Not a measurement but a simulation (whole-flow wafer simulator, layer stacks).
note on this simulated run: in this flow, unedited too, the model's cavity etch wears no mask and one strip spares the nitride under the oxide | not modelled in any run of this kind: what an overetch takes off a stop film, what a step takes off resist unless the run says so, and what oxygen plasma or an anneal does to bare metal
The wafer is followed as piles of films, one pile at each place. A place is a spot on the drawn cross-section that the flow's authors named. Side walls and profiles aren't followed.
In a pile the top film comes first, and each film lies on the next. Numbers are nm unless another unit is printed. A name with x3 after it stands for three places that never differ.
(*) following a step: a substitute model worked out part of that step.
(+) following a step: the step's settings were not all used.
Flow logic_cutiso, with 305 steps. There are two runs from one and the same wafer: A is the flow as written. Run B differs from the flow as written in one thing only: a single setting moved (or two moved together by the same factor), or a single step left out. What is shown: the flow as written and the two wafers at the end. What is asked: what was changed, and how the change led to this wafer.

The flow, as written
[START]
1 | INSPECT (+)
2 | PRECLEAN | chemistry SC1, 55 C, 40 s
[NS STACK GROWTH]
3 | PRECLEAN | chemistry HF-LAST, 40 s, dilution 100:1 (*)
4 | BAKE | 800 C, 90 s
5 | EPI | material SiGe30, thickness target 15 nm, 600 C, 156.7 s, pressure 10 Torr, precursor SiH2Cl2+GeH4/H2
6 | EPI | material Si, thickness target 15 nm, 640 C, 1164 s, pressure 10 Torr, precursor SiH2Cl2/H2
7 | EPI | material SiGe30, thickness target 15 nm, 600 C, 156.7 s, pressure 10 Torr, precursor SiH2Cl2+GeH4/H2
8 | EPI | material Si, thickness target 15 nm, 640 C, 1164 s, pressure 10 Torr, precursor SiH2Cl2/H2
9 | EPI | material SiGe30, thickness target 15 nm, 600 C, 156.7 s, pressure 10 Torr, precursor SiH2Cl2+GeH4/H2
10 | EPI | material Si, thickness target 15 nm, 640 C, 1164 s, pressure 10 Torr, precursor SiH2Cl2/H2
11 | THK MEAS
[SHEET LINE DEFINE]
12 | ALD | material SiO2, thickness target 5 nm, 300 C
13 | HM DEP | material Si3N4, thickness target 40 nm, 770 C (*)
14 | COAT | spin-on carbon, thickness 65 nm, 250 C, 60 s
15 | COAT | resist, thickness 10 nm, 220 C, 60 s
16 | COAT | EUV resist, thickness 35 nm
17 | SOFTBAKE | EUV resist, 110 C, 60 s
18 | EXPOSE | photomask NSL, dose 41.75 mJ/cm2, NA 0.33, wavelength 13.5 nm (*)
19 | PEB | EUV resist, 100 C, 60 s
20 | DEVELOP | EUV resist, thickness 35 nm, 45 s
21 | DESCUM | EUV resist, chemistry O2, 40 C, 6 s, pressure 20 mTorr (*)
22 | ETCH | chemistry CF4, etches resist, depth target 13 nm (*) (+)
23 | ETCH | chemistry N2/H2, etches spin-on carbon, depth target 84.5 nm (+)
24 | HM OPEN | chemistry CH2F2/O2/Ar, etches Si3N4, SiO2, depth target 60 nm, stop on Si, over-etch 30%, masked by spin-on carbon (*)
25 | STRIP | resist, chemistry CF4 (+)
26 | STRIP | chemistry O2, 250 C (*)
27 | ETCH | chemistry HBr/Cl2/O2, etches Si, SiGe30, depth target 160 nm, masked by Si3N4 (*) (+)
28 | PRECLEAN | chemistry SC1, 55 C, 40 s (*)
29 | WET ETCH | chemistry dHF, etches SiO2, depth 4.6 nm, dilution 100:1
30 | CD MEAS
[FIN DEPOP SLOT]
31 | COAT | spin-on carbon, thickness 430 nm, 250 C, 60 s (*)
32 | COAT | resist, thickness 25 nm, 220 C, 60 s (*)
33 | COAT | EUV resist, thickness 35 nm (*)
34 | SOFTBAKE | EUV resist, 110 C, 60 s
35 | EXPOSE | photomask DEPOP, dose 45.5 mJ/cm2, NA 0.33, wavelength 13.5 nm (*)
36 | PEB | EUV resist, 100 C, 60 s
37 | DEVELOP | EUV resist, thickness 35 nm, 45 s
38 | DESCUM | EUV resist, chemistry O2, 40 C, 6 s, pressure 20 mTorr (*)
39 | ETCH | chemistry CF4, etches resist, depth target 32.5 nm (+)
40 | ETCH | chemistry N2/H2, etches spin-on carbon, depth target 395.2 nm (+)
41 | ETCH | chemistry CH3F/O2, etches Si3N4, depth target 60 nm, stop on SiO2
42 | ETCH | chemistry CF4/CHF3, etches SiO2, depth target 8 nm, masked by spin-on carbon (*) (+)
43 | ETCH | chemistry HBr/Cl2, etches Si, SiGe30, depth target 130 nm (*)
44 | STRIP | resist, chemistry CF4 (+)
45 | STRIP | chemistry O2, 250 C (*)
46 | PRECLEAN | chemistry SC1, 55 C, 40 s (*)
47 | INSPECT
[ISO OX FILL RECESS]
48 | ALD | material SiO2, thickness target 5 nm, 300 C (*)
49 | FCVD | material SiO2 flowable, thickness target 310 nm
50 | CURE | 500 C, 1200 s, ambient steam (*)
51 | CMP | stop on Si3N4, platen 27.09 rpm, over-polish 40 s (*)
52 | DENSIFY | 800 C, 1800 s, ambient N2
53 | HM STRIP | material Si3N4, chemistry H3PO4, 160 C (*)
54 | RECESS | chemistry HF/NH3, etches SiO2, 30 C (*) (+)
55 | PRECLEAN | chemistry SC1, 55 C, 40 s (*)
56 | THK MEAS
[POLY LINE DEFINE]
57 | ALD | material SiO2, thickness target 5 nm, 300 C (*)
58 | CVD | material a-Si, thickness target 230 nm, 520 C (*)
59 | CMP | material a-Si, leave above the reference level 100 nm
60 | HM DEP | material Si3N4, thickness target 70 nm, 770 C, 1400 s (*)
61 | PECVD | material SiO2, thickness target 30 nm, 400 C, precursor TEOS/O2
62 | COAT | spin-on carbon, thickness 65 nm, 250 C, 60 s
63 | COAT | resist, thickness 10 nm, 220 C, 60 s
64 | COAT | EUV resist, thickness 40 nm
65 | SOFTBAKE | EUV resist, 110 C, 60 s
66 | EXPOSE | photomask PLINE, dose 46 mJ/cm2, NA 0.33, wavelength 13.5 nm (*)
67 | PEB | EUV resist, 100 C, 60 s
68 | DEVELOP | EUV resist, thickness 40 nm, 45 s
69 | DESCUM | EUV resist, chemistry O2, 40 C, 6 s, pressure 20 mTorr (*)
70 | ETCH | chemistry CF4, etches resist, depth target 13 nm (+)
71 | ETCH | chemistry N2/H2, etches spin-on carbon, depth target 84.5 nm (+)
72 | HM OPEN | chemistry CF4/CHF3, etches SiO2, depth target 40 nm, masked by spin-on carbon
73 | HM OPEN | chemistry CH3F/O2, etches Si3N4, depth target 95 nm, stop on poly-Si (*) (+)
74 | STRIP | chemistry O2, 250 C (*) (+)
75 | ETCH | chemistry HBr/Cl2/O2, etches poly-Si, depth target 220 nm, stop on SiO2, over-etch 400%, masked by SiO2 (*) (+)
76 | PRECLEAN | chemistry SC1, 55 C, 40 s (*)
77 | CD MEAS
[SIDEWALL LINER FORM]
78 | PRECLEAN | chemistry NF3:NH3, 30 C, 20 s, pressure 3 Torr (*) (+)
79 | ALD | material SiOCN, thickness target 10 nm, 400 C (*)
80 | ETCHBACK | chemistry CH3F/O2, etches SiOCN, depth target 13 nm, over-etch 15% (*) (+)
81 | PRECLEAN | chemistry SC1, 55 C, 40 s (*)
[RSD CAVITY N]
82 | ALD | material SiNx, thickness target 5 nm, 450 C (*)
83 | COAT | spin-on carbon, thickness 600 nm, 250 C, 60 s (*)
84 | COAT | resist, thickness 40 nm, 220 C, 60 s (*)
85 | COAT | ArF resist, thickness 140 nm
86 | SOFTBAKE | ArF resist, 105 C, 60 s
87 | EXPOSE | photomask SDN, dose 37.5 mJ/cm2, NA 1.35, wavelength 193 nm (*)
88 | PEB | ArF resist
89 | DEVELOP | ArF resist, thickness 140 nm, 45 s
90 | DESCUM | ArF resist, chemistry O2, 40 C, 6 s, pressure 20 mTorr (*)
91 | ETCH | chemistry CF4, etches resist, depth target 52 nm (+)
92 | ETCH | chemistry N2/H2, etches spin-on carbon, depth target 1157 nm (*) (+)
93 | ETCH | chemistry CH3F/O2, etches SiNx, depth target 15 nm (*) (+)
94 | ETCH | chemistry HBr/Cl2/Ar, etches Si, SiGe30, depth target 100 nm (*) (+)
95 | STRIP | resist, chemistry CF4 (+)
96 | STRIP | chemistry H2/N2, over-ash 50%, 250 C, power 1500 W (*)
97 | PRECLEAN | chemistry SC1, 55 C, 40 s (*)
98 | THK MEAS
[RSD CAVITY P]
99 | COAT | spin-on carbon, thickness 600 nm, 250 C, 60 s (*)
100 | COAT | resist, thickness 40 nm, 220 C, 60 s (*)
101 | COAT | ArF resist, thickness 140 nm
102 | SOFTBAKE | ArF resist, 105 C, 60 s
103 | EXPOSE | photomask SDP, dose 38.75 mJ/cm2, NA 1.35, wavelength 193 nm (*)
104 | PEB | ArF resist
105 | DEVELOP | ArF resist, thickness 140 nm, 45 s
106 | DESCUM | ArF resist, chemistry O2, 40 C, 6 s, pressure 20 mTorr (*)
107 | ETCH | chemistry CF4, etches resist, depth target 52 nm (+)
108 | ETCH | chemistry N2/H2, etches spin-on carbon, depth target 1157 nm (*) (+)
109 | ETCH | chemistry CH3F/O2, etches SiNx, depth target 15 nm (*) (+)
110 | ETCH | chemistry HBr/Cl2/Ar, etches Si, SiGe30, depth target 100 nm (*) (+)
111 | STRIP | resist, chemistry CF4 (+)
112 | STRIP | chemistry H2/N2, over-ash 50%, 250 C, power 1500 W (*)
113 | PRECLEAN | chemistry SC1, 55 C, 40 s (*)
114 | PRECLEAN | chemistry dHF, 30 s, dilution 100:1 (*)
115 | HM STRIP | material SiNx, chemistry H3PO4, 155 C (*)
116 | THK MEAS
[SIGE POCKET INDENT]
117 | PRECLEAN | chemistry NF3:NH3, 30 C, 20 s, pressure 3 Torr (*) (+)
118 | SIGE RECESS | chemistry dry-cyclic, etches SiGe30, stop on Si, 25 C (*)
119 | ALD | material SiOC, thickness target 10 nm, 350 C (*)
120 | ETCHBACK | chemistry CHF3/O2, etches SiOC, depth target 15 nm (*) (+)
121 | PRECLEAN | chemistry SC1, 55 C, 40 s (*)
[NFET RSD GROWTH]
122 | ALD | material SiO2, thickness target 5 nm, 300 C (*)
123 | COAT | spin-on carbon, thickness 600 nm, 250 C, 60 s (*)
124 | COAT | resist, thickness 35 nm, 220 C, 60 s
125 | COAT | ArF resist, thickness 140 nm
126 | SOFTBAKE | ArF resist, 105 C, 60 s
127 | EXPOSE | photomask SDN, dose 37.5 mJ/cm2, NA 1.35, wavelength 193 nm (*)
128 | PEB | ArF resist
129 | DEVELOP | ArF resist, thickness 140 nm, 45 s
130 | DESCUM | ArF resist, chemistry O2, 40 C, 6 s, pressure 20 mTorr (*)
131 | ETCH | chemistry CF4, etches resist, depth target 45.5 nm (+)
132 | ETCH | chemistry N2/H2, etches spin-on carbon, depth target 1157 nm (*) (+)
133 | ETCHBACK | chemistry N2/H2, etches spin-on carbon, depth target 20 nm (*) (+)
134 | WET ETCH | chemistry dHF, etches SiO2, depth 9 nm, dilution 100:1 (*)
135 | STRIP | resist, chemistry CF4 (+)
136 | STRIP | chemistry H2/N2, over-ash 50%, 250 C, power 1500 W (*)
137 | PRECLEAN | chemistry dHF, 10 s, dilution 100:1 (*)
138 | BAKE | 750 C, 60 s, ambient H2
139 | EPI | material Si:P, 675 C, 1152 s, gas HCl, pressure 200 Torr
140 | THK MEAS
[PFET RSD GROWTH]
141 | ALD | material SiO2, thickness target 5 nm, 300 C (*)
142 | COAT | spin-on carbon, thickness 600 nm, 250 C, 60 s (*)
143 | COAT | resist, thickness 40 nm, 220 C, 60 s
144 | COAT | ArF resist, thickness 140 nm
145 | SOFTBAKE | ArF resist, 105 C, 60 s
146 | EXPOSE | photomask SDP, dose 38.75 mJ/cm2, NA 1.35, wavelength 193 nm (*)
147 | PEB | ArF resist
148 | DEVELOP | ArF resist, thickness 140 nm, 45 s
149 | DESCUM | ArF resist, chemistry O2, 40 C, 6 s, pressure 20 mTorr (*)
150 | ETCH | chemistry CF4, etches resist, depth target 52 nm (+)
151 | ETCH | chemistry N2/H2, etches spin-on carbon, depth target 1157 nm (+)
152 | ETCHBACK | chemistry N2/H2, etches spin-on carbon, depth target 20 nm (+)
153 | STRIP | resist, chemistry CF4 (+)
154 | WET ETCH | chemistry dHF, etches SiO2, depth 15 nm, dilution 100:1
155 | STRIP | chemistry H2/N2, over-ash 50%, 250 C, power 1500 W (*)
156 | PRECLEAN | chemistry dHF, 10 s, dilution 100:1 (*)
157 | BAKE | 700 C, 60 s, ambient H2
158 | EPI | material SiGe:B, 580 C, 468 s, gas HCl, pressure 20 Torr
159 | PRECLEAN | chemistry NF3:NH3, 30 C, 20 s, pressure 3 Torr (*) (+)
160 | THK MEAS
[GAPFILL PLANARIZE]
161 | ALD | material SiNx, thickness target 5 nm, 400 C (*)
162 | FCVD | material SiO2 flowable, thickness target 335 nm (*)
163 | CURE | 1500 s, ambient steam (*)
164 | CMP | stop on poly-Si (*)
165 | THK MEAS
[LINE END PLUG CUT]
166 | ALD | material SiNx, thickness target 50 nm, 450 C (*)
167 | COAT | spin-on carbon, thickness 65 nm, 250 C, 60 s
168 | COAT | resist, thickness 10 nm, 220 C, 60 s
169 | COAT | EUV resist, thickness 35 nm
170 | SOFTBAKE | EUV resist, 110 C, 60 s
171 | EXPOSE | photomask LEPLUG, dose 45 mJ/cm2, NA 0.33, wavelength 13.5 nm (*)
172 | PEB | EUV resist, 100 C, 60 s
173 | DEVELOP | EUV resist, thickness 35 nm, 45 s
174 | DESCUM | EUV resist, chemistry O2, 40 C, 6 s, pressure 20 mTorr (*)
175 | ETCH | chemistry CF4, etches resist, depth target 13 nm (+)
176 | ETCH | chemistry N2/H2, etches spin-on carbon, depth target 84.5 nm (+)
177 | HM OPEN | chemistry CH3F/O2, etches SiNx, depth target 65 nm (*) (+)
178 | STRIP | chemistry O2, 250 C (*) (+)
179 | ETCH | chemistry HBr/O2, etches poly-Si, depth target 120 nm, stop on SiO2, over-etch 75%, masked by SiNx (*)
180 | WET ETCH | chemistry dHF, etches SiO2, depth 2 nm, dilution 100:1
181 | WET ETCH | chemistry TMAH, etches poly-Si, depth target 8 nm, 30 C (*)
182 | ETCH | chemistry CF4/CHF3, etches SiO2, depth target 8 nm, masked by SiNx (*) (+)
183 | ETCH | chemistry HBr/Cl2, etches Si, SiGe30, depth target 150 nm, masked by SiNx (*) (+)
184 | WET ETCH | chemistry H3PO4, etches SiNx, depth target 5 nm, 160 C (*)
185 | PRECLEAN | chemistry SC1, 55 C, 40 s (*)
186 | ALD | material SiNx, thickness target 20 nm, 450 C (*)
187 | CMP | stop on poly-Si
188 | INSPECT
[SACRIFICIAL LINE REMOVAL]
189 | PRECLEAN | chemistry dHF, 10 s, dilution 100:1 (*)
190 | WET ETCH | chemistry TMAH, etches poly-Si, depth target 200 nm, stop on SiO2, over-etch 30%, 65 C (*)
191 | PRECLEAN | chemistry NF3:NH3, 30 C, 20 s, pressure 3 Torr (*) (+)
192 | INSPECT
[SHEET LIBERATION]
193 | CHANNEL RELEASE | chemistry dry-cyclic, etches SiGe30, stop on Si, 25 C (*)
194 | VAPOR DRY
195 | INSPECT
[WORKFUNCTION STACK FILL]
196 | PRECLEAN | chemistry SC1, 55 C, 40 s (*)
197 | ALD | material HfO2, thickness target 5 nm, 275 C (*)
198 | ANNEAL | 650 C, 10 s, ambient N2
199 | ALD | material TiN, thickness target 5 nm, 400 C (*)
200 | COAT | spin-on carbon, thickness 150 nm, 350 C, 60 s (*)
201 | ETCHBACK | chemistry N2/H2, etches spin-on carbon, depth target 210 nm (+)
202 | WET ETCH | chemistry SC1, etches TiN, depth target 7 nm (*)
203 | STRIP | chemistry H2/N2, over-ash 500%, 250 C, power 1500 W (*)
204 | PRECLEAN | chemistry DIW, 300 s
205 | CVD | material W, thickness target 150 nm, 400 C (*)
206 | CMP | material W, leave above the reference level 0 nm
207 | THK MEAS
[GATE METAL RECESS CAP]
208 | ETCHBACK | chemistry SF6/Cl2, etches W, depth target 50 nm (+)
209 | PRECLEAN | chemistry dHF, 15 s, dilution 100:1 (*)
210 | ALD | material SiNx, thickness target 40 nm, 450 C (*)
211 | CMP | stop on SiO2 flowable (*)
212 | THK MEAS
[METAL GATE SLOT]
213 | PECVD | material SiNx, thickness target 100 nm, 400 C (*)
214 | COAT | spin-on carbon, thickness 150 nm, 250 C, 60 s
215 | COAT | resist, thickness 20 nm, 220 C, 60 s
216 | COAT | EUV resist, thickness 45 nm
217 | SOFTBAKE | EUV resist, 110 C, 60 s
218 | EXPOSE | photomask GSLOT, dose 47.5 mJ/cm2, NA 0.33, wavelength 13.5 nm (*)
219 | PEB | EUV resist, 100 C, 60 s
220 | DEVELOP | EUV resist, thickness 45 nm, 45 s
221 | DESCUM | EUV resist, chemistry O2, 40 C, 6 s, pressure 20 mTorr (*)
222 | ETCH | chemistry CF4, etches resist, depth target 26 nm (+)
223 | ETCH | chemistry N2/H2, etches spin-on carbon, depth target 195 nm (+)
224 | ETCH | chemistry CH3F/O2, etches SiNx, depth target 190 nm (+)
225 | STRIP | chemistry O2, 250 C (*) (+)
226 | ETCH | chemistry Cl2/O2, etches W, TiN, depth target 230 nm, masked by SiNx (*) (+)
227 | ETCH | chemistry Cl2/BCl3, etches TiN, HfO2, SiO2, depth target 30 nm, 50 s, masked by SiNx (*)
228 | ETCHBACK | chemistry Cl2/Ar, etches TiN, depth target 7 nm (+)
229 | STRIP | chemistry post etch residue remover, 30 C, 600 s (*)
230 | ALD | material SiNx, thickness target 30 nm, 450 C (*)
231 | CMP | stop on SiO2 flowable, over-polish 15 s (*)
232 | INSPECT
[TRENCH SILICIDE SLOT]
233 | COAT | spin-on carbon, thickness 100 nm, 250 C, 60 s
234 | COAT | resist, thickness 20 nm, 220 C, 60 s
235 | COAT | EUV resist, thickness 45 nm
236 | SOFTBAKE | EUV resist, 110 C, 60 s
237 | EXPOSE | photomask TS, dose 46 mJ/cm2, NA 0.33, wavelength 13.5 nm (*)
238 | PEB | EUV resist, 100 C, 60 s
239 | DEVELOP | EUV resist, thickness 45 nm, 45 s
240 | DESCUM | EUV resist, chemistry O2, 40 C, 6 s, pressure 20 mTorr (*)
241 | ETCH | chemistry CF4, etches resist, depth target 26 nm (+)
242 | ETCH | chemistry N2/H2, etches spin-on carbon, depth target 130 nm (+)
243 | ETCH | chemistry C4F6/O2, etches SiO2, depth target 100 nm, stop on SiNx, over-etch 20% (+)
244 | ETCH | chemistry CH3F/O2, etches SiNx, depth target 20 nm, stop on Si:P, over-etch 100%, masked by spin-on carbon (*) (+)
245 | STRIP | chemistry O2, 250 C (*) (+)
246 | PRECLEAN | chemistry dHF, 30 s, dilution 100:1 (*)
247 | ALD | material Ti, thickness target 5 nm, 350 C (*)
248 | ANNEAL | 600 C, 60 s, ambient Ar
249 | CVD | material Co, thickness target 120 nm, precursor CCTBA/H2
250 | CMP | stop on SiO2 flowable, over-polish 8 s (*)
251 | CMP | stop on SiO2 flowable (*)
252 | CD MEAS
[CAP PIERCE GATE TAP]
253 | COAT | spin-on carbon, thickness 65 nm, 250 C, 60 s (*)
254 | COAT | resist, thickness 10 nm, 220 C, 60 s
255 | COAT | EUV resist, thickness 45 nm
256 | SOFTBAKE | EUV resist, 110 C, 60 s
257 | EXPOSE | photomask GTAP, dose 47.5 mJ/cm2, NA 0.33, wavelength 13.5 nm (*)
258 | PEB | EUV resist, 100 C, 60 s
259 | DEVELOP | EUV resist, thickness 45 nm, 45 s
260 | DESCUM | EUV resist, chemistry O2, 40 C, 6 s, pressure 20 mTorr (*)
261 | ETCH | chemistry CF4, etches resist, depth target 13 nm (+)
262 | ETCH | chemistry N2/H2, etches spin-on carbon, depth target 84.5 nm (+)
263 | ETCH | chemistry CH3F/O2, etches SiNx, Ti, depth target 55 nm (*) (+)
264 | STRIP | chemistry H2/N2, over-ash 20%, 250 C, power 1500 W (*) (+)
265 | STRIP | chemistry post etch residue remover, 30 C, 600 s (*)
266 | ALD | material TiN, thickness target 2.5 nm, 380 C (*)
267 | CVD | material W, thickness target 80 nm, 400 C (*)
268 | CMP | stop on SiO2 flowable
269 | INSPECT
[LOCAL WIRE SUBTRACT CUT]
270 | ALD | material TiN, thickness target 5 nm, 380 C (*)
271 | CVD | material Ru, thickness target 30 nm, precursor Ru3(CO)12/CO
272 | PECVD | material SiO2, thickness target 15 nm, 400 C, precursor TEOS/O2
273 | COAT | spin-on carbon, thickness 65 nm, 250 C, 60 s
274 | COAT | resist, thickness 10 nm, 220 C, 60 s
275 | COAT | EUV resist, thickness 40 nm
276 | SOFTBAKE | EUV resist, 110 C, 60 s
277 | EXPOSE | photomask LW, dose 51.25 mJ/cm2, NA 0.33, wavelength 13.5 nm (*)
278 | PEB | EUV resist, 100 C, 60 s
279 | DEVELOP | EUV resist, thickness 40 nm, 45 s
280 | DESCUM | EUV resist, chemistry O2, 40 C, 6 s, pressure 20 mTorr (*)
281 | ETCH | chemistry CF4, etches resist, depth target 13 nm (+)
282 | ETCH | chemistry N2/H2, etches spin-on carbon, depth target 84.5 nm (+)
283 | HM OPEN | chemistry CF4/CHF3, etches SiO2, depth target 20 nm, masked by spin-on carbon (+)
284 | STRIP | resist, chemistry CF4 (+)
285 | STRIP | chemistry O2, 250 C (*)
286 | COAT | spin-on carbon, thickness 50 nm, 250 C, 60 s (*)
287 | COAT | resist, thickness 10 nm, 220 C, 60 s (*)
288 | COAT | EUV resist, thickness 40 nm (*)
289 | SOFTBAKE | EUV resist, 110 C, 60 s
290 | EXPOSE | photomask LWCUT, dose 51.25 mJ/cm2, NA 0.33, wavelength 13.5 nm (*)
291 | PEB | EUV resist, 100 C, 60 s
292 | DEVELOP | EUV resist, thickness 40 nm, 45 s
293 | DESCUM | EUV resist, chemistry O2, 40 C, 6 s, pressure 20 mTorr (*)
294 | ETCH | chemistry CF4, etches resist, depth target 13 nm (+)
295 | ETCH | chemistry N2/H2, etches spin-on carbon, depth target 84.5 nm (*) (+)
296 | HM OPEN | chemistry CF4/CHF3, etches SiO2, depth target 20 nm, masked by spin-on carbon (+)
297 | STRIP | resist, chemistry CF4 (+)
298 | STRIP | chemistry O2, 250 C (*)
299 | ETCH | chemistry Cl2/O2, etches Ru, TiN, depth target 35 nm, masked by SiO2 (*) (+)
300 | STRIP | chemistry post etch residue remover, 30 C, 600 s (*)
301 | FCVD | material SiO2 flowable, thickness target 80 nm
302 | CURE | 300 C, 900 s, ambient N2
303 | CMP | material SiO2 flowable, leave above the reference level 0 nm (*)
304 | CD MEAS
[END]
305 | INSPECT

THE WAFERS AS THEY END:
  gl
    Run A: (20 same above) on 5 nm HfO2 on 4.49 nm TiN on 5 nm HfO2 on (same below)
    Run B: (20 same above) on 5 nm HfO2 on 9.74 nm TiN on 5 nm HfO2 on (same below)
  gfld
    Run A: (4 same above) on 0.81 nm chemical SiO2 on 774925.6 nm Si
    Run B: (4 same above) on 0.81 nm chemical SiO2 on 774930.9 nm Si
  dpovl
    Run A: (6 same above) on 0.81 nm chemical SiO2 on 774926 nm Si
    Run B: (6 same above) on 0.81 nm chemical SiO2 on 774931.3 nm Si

The reason: step 5, EPI: thickness target 20.2 nm was run, though the flow has thickness target 15 nm; step 5, EPI: 211.5 s was run, where the flow has 156.7 s.

The path from the change to this, step by step:
  5 | EPI | material SiGe30, thickness target 15 nm, 600 C, 156.7 s, pressure 10 Torr, precursor SiH2Cl2+GeH4/H2
      depop, dpovl, gfld and 19 more: A SiGe30 gains 15 (new film) | B SiGe30 gains 20.3 (new film)
  27 | ETCH | chemistry HBr/Cl2/O2, etches Si, SiGe30, depth target 160 nm, masked by Si3N4 (*) (+)
      gfld, gxf, iso, lnri: A chemical SiO2 loses 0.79 (all of it), Si loses 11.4 (all of it), SiGe30 loses 15 (all of it), Si loses 15 (all of it), SiGe30 loses 15 (all of it), Si loses 15 (all of it), SiGe30 loses 15 (all of it), Si loses 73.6 | B chemical SiO2 loses 0.79 (all of it), Si loses 11.4 (all of it), SiGe30 loses 15 (all of it), Si loses 15 (all of it), SiGe30 loses 15 (all of it), Si loses 15 (all of it), SiGe30 loses 20.3 (all of it), Si loses 68.4
      dpovl, nsgap: A chemical SiO2 loses 0.79 (all of it), Si loses 11.8 (all of it), SiGe30 loses 15 (all of it), Si loses 15 (all of it), SiGe30 loses 15 (all of it), Si loses 15 (all of it), SiGe30 loses 15 (all of it), Si loses 73.2 | B chemical SiO2 loses 0.79 (all of it), Si loses 11.8 (all of it), SiGe30 loses 15 (all of it), Si loses 15 (all of it), SiGe30 loses 15 (all of it), Si loses 15 (all of it), SiGe30 loses 20.3 (all of it), Si loses 68
      (also at 1 further place)
  43 | ETCH | chemistry HBr/Cl2, etches Si, SiGe30, depth target 130 nm (*)
      depop: A Si loses 14 (all of it), SiGe30 loses 15 (all of it), Si loses 15 (all of it), SiGe30 loses 15 (all of it), Si loses 15 (all of it), SiGe30 loses 15 (all of it), Si loses 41 | B Si loses 14 (all of it), SiGe30 loses 15 (all of it), Si loses 15 (all of it), SiGe30 loses 15 (all of it), Si loses 15 (all of it), SiGe30 loses 20.3 (all of it), Si loses 35.7
  94 | ETCH | chemistry HBr/Cl2/Ar, etches Si, SiGe30, depth target 100 nm (*) (+)
      rsdn, rsdx: A chemical SiO2 loses 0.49 (all of it), Si loses 12.8 (all of it), SiGe30 loses 15 (all of it), Si loses 15 (all of it), SiGe30 loses 15 (all of it), Si loses 15 (all of it), SiGe30 loses 15 (all of it), Si loses 12.2 | B chemical SiO2 loses 0.49 (all of it), Si loses 12.8 (all of it), SiGe30 loses 15 (all of it), Si loses 15 (all of it), SiGe30 loses 15 (all of it), Si loses 15 (all of it), SiGe30 loses 20.3 (all of it), Si loses 6.91
  110 | ETCH | chemistry HBr/Cl2/Ar, etches Si, SiGe30, depth target 100 nm (*) (+)
      rsdp, rsdw: A chemical SiO2 loses 0.49 (all of it), Si loses 12.8 (all of it), SiGe30 loses 15 (all of it), Si loses 15 (all of it), SiGe30 loses 15 (all of it), Si loses 15 (all of it), SiGe30 loses 15 (all of it), Si loses 12.2 | B chemical SiO2 loses 0.49 (all of it), Si loses 12.8 (all of it), SiGe30 loses 15 (all of it), Si loses 15 (all of it), SiGe30 loses 15 (all of it), Si loses 15 (all of it), SiGe30 loses 20.3 (all of it), Si loses 6.91
  118 | SIGE RECESS | chemistry dry-cyclic, etches SiGe30, stop on Si, 25 C (*)
      lnr, lnrp, lnrt: A SiOCN loses 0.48, Si loses 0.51, cavity gains 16 (new film), SiGe30 loses 15 (all of it), Si loses 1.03, cavity gains 16 (new film), SiGe30 loses 15 (all of it), Si loses 1.03, cavity gains 16 (new film), SiGe30 loses 15 (all of it), Si loses 0.51 | B SiOCN loses 0.48, Si loses 0.51, cavity gains 16 (new film), SiGe30 loses 15 (all of it), Si loses 1.03, cavity gains 16 (new film), SiGe30 loses 15 (all of it), Si loses 1.03, cavity gains 21.3 (new film), SiGe30 loses 20.3 (all of it), Si loses 0.51
  119 | ALD | material SiOC, thickness target 10 nm, 350 C (*)
      lnr, lnrp, lnrt: A SiOC gains 10 (new film), SiOC gains 16 (new film), cavity loses 16 (all of it), SiOC gains 16 (new film), cavity loses 16 (all of it), SiOC gains 16 (new film), cavity loses 16 (all of it) | B SiOC gains 10 (new film), SiOC gains 16 (new film), cavity loses 16 (all of it), SiOC gains 16 (new film), cavity loses 16 (all of it), SiOC gains 21.3 (new film), cavity loses 21.3 (all of it)
  183 | ETCH | chemistry HBr/Cl2, etches Si, SiGe30, depth target 150 nm, masked by SiNx (*) (+)
      plug: A Si loses 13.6 (all of it), SiGe30 loses 15 (all of it), Si loses 15 (all of it), SiGe30 loses 15 (all of it), Si loses 15 (all of it), SiGe30 loses 15 (all of it), Si loses 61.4 | B Si loses 13.6 (all of it), SiGe30 loses 15 (all of it), Si loses 15 (all of it), SiGe30 loses 15 (all of it), Si loses 15 (all of it), SiGe30 loses 20.3 (all of it), Si loses 56.2
  193 | CHANNEL RELEASE | chemistry dry-cyclic, etches SiGe30, stop on Si, 25 C (*)
      gl, glp, gxn, gxp, ns, tap: A chemical SiO2 gains 0.8 (new film), Si loses 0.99, chemical SiO2 gains 0.8 (new film), cavity gains 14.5 (new film), chemical SiO2 gains 0.8 (new film), SiGe30 loses 15 (all of it), Si loses 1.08, chemical SiO2 gains 0.8 (new film), cavity gains 14.5 (new film), chemical SiO2 gains 0.8 (new film), SiGe30 loses 15 (all of it), Si loses 1.08, chemical SiO2 gains 0.8 (new film), cavity gains 14.5 (new film), chemical SiO2 gains 0.8 (new film), SiGe30 loses 15 (all of it), Si loses 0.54 | B chemical SiO2 gains 0.8 (new film), Si loses 0.99, chemical SiO2 gains 0.8 (new film), cavity gains 14.5 (new film), chemical SiO2 gains 0.8 (new film), SiGe30 loses 15 (all of it), Si loses 1.08, chemical SiO2 gains 0.8 (new film), cavity gains 14.5 (new film), chemical SiO2 gains 0.8 (new film), SiGe30 loses 15 (all of it), Si loses 1.08, chemical SiO2 gains 0.8 (new film), cavity gains 19.7 (new film), chemical SiO2 gains 0.8 (new film), SiGe30 loses 20.3 (all of it), Si loses 0.54
  199 | ALD | material TiN, thickness target 5 nm, 400 C (*)
      gl, glp, tap: A TiN gains 5.26 (new film), TiN gains 4.49 (new film), cavity loses 4.49 (all of it), TiN gains 4.49 (new film), cavity loses 4.49 (all of it), TiN gains 4.49 (new film), cavity loses 4.49 (all of it) | B TiN gains 5.26 (new film), TiN gains 4.49 (new film), cavity loses 4.49 (all of it), TiN gains 4.49 (new film), cavity loses 4.49 (all of it), TiN gains 9.74 (new film), cavity loses 9.74 (all of it)
      gxn, gxp, ns: A TiN gains 5 (new film), TiN gains 4.49 (new film), cavity loses 4.49 (all of it), TiN gains 4.49 (new film), cavity loses 4.49 (all of it), TiN gains 4.49 (new film), cavity loses 4.49 (all of it) | B TiN gains 5 (new film), TiN gains 4.49 (new film), cavity loses 4.49 (all of it), TiN gains 4.49 (new film), cavity loses 4.49 (all of it), TiN gains 9.74 (new film), cavity loses 9.74 (all of it)
